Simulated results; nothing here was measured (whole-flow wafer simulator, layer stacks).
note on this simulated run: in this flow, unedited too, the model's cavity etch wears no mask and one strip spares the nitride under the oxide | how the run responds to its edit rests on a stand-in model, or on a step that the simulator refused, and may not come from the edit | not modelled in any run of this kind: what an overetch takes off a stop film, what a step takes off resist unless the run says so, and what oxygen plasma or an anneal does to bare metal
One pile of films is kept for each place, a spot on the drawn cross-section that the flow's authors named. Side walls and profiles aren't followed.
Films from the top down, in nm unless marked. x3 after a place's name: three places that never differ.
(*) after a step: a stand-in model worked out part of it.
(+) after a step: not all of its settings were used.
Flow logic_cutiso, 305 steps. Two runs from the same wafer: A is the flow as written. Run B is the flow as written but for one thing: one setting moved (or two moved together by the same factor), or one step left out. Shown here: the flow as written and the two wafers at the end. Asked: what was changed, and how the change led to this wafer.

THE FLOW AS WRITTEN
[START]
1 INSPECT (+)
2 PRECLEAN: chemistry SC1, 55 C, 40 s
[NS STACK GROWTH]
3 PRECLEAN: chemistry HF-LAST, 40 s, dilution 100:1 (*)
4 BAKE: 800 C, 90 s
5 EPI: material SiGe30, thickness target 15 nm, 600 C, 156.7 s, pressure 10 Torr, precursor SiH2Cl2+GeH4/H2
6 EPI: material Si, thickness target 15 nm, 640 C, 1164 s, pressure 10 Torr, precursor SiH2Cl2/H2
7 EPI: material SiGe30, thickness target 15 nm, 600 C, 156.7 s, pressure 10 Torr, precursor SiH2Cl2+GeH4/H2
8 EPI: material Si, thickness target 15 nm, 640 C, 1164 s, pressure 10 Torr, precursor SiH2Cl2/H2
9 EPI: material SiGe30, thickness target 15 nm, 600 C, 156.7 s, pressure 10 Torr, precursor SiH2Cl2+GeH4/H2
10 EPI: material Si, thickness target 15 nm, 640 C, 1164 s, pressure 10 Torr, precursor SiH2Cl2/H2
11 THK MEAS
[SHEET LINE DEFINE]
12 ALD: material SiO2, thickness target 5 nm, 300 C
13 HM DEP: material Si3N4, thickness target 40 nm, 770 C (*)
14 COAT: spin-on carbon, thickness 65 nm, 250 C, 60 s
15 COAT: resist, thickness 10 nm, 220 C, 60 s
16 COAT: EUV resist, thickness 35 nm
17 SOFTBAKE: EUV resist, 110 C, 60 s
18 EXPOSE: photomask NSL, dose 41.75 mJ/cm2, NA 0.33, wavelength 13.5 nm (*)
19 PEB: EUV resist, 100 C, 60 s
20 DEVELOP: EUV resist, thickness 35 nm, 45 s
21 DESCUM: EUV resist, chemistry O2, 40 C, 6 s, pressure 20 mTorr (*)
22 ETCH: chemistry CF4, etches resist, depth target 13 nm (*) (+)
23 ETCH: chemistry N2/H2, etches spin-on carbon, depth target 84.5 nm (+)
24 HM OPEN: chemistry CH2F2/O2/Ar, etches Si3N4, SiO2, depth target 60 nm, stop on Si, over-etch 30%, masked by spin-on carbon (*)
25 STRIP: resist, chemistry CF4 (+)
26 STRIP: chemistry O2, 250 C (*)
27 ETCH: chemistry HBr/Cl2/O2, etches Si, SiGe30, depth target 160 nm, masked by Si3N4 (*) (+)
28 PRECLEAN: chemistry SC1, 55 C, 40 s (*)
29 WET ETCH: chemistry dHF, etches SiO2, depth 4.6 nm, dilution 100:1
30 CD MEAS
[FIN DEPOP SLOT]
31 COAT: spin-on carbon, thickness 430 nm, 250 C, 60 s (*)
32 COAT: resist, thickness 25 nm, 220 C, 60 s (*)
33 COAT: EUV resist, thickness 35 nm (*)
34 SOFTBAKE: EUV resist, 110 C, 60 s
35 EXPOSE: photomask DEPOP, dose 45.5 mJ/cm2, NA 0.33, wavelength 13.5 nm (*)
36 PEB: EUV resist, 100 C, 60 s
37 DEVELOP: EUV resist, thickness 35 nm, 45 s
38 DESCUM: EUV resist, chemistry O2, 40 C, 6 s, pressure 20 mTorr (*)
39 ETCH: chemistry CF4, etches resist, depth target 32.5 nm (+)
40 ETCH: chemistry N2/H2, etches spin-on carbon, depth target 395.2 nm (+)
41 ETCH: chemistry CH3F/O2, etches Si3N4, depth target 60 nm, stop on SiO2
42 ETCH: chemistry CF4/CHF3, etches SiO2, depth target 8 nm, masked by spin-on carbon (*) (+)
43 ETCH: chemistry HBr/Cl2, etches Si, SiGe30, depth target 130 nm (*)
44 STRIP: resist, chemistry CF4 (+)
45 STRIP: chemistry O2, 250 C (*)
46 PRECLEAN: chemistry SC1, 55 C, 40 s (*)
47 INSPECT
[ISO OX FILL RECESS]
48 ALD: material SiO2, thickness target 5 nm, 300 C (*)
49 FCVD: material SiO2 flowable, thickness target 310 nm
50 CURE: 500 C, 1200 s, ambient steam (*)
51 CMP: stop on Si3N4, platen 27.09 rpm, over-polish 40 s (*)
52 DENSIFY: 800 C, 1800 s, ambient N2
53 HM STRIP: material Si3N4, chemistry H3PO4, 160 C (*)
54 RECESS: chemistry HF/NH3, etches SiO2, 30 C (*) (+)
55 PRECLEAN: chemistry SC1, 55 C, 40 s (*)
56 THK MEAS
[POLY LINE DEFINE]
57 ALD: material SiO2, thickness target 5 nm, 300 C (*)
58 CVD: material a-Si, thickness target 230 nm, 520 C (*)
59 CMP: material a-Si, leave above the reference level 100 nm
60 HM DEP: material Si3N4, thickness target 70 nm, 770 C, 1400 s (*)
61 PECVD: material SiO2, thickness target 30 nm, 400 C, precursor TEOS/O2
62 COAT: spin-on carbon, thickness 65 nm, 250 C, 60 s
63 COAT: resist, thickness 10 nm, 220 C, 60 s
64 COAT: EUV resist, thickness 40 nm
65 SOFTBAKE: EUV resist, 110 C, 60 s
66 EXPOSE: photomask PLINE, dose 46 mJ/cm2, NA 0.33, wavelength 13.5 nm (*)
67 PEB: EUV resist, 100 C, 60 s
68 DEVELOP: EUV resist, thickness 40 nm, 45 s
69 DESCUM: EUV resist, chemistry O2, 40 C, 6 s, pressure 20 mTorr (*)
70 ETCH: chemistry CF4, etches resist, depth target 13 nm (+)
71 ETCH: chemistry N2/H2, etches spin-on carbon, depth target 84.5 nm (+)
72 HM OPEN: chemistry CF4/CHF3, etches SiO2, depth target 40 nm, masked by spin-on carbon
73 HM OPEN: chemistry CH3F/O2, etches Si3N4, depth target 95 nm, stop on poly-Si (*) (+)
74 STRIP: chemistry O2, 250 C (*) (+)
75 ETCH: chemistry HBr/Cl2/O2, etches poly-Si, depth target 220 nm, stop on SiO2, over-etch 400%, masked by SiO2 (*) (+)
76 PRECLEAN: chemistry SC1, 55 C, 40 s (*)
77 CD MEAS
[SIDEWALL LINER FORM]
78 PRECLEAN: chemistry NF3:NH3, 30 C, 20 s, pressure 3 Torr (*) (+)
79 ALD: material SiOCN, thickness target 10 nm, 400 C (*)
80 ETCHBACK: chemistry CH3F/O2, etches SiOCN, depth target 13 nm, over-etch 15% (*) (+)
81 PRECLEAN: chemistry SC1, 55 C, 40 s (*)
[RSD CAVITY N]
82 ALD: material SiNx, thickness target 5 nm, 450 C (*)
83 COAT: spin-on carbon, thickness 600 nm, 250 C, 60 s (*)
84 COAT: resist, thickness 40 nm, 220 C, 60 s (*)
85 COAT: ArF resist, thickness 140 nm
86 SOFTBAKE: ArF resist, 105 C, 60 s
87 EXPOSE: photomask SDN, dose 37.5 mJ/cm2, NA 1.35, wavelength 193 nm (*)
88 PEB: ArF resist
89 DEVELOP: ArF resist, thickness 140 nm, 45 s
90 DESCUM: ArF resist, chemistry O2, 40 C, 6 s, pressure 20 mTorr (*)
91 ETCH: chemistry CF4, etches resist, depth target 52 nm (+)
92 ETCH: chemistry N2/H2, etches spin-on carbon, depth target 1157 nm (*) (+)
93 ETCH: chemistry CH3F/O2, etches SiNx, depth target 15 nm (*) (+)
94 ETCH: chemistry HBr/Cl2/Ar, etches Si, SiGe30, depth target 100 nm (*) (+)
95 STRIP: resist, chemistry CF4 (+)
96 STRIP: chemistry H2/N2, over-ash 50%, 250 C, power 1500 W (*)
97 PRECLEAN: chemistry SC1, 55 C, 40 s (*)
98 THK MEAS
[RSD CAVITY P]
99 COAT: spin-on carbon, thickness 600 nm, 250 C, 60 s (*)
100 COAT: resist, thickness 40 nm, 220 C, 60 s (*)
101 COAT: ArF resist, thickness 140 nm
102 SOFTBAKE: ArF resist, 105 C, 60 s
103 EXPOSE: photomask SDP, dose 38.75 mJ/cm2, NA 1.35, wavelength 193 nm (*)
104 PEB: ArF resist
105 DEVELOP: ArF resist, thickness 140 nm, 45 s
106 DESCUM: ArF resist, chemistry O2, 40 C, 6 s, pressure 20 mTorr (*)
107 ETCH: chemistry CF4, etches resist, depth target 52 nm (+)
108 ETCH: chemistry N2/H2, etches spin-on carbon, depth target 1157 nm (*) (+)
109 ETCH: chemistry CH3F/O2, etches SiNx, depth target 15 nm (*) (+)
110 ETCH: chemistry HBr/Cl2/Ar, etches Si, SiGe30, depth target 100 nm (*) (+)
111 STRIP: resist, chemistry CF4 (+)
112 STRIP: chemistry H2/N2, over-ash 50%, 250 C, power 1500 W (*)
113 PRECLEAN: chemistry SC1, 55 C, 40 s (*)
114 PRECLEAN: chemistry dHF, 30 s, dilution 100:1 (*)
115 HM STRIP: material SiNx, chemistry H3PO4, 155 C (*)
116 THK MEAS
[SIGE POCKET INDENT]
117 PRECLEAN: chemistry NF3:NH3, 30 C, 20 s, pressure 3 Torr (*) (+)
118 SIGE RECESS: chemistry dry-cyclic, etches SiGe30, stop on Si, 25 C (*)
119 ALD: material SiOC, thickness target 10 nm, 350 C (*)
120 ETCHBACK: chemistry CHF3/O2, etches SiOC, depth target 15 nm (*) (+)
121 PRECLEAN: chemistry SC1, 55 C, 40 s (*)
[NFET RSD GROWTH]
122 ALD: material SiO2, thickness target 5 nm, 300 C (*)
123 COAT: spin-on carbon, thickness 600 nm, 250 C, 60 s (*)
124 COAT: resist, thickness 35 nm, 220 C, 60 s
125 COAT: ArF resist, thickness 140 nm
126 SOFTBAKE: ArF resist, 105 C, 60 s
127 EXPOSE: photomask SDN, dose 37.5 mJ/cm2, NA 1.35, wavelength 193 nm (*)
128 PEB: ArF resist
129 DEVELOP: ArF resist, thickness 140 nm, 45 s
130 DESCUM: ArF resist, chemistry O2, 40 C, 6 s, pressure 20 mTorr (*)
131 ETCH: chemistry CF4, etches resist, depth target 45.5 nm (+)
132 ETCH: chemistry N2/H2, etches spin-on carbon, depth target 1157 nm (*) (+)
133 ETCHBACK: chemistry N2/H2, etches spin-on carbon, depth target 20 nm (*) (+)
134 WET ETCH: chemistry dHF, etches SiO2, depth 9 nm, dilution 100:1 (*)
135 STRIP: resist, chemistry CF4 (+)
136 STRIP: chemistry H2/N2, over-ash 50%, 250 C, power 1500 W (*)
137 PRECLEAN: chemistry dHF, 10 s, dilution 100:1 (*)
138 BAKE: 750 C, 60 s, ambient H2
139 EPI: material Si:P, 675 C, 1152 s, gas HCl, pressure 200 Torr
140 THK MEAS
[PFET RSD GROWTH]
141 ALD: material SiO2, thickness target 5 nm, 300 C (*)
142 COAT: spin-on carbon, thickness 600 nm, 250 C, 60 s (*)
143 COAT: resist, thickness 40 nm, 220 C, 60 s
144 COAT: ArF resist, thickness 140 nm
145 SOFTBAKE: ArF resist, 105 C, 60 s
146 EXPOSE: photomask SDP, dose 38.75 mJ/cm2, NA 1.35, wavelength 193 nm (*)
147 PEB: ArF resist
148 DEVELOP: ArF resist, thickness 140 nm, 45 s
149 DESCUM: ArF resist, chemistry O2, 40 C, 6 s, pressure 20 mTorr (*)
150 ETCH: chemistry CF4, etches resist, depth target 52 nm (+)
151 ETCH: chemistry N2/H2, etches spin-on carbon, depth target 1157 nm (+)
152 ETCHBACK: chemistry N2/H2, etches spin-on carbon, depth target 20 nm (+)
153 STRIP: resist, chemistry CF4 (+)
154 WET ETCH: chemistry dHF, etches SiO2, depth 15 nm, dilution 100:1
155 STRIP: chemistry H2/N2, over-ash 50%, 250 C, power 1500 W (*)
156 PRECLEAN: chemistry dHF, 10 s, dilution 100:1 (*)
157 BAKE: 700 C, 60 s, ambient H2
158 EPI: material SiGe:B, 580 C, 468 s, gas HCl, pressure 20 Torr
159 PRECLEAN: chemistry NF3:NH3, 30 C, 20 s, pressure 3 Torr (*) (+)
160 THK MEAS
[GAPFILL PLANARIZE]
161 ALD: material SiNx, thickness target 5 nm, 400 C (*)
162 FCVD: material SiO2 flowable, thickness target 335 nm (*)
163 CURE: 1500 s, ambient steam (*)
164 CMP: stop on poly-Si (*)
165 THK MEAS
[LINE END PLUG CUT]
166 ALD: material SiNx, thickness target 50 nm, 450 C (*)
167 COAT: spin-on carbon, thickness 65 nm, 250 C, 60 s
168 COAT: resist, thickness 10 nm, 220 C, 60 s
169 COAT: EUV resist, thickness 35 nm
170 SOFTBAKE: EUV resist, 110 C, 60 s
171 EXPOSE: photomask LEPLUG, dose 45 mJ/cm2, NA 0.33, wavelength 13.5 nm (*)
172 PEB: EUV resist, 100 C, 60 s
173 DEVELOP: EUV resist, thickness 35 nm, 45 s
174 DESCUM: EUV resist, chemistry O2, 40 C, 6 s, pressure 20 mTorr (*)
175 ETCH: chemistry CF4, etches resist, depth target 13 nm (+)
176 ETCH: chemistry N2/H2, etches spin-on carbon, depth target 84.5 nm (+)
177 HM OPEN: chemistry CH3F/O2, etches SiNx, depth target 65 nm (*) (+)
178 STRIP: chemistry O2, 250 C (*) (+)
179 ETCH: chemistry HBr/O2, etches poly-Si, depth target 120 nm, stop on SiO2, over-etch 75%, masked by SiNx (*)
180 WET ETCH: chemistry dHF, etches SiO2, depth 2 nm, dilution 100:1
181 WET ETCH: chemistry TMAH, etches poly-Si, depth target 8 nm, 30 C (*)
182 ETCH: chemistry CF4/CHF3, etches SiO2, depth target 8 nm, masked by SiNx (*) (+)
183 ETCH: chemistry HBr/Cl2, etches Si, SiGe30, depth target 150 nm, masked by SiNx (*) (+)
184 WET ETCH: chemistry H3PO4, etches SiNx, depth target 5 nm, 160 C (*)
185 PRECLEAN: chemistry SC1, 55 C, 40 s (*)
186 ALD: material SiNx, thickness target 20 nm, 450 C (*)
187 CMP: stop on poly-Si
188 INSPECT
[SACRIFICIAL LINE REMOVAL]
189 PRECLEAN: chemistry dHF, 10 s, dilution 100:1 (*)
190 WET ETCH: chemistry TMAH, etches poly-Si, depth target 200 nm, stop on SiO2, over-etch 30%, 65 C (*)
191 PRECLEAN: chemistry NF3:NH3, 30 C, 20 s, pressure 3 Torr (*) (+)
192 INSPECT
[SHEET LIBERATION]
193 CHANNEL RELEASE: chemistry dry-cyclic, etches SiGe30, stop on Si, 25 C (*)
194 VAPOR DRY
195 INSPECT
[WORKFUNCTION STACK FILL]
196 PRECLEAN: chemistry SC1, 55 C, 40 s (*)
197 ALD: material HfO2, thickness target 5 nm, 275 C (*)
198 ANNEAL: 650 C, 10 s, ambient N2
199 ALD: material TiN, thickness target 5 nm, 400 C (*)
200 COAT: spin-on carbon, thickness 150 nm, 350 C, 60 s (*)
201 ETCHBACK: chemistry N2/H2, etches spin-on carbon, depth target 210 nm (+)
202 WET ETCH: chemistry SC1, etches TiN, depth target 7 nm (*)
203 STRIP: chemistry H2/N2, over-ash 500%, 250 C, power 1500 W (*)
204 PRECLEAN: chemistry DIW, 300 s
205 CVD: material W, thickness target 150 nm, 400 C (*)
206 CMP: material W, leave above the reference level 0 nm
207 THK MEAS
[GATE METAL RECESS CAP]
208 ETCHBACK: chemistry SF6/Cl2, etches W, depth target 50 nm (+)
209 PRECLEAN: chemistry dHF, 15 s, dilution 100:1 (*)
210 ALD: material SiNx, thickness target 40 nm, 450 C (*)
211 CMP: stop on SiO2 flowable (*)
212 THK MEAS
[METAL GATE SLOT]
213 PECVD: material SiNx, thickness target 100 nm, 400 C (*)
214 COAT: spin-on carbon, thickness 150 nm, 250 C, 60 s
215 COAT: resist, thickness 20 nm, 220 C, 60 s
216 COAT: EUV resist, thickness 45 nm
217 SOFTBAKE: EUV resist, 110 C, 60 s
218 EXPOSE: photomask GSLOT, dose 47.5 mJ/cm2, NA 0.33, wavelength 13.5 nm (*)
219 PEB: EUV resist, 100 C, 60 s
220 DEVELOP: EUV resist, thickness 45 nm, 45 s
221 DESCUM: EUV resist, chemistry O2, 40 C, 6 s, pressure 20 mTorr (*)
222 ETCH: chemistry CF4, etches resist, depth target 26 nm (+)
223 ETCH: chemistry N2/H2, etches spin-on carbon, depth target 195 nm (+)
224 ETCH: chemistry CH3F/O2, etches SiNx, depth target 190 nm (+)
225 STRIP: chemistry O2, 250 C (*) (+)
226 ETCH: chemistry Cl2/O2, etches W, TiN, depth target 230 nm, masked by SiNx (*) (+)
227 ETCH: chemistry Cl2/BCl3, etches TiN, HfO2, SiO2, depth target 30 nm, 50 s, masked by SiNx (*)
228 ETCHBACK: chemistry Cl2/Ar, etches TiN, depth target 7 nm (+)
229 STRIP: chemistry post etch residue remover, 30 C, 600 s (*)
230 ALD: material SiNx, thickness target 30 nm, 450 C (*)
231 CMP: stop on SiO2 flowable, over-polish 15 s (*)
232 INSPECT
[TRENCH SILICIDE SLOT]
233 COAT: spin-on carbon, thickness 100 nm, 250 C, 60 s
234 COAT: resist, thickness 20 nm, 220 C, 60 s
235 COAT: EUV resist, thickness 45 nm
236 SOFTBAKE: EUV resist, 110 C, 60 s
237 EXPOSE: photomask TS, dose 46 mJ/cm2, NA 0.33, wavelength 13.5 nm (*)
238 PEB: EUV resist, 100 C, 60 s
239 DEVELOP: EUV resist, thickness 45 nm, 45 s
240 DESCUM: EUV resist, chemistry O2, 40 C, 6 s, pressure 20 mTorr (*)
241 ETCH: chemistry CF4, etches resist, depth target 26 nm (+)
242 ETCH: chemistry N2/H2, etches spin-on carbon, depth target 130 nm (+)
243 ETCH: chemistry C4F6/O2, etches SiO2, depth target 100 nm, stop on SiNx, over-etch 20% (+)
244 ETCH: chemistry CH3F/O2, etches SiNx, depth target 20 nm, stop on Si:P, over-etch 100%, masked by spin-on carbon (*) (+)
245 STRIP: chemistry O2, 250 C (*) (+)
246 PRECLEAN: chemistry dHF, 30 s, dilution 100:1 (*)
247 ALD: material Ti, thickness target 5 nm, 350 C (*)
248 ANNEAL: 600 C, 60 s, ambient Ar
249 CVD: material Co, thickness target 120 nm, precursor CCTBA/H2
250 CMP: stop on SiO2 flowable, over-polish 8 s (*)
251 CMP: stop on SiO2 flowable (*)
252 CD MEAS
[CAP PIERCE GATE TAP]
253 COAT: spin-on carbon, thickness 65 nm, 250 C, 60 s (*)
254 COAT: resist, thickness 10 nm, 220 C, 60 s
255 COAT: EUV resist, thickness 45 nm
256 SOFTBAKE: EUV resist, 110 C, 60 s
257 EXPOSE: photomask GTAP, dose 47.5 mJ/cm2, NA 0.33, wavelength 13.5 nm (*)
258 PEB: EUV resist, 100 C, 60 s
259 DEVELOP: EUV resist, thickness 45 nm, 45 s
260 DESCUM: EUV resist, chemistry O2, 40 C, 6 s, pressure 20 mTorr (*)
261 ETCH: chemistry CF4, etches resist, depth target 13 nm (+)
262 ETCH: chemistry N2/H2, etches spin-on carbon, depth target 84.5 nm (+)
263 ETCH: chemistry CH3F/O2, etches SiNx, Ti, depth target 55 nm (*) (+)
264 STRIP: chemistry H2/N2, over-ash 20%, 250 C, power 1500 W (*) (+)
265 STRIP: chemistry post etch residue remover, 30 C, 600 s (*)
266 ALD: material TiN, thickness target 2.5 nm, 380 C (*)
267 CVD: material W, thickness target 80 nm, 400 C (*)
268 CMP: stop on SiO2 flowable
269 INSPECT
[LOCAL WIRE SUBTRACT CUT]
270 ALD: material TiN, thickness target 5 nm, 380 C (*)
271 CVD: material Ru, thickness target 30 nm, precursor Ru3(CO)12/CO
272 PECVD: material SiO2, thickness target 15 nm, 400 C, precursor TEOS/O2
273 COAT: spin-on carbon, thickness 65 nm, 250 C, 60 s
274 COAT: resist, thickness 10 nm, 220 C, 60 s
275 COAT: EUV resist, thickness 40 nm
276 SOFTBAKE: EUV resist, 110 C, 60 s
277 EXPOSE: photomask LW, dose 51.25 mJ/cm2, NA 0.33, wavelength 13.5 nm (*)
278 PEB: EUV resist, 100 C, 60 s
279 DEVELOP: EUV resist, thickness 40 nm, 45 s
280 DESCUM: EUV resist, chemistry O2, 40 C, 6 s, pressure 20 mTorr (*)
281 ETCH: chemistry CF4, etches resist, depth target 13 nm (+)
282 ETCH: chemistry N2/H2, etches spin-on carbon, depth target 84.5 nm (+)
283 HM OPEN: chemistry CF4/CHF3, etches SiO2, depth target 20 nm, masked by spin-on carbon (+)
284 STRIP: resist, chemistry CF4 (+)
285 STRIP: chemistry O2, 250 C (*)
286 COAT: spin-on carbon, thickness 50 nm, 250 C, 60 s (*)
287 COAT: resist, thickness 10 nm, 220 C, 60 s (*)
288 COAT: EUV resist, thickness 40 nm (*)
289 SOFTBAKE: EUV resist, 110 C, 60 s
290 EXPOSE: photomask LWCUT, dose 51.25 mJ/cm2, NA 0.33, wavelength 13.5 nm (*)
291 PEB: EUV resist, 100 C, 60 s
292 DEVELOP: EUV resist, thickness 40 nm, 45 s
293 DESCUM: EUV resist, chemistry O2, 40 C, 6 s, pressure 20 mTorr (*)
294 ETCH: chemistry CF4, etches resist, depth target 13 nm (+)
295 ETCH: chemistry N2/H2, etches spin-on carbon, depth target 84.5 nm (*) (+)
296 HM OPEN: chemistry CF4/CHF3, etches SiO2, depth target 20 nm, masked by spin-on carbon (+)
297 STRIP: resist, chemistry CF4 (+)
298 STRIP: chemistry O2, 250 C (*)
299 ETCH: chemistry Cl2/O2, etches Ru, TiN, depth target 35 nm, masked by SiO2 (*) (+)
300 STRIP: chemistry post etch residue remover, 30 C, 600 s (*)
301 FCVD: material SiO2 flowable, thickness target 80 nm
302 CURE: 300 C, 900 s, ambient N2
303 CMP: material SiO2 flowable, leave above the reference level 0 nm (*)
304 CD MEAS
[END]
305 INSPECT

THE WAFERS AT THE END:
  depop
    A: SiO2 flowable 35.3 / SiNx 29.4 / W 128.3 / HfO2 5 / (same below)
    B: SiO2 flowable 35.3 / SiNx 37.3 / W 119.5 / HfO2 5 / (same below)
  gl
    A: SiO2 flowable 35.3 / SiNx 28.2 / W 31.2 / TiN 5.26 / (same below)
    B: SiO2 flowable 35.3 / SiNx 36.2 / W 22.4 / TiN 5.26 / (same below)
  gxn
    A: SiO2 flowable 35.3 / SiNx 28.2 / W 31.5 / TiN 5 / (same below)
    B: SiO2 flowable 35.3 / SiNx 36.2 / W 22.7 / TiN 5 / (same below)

The cause: step 208, ETCHBACK: depth target 58.8 nm was run, where the flow has depth target 50 nm.

How the change led to this, step by step:
  208 ETCHBACK: chemistry SF6/Cl2, etches W, depth target 50 nm (+)
      depop, dpovl, gfld and 9 more: A W -50 | B W -58.8
      iso, rsdn, rsdp, rsdw, rsdx: A SiO2 flowable -5 | B SiO2 flowable -5.88
      (and at 5 more places)
  210 ALD: material SiNx, thickness target 40 nm, 450 C (*)
      gfld, gl, glp, gxf, gxn, gxp, tap: A SiNx +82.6 (new film) | B SiNx +90.2 (new film)
      plug: A SiNx +42.5 | B SiNx +43.5
  211 CMP: stop on SiO2 flowable (*)
      depop, dpovl, isow, ns, nsgap: A SiNx -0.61 | B nothing
  224 ETCH: chemistry CH3F/O2, etches SiNx, depth target 190 nm (+)
      gfld: A SiNx -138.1 (all of it), W -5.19 | B SiNx -146 (all of it), W -4.4
  226 ETCH: chemistry Cl2/O2, etches W, TiN, depth target 230 nm, masked by SiNx (*) (+)
      depop, dpovl, gl and 18 more: A SiNx -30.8 | B SiNx -28.8
      gfld: A W -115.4 (all of it), TiN -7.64 (all of it), HfO2 -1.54 | B W -107.4 (all of it), TiN -7.64 (all of it), HfO2 -1.44
  231 CMP: stop on SiO2 flowable, over-polish 15 s (*)
      gfld, gl, glp, gxf, gxn, gxp, plug, tap: A SiNx -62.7 | B SiNx -64.7
      depop, dpovl, isow, ns, nsgap: A SiNx -62.7 | B SiNx -57.4
      (and at 9 more places)
  246 PRECLEAN: chemistry dHF, 30 s, dilution 100:1 (*)
      depop, dpovl, isow, ns, nsgap: A SiNx -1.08 | B SiNx -0.52
  251 CMP: stop on SiO2 flowable (*)
      rsdx: A Ti -5 (all of it) | B Ti -4.24
      gfld, gl, glp, gxf, gxn, gxp, plug, tap: A SiNx -5 | B SiNx -4.44
      (and at 7 more places)
  263 ETCH: chemistry CH3F/O2, etches SiNx, Ti, depth target 55 nm (*) (+)
      glp, lnrp, lnrt, plug, rsdn, rsdp, rsdw: A resist -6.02 (all of it), spin-on carbon -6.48 | B resist -6.02 (all of it), spin-on carbon -11.9
      depop, dpovl, gl, isow, ns, nsgap: A resist -6.03 (all of it), spin-on carbon -6.46 | B resist -6.03 (all of it), spin-on carbon -11.8
      (and at 9 more places)
  264 STRIP: chemistry H2/N2, over-ash 20%, 250 C, power 1500 W (*) (+)
      gfld, gl, gxf, gxn, gxp, lnr, lnri, lnrp: A spin-on carbon -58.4 (all of it) | B spin-on carbon -53.1 (all of it)
      glp, lnrt, plug, rsdn, rsdp, rsdw: A spin-on carbon -58.4 (all of it) | B spin-on carbon -53 (all of it)
      (and at 7 more places)
  265 STRIP: chemistry post etch residue remover, 30 C, 600 s (*)
      rsdx: A nothing | B Ti -0.76 (all of it)
  267 CVD: material W, thickness target 80 nm, 400 C (*)
      tap: A W +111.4 (new film) | B W +120.2 (new film)
  268 CMP: stop on SiO2 flowable
      depop, dpovl, gfld and 9 more: A W -80.2 (all of it), TiN -2.5 (all of it), SiNx -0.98 | B W -80.2 (all of it), TiN -2.5 (all of it), SiNx -1.54
      lnr, lnri, lnrp, lnrt: A W -80 (all of it), TiN -2.5 (all of it), SiOCN -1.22 | B W -80 (all of it), TiN -2.5 (all of it), SiOCN -1.78
      (and at 3 more places)
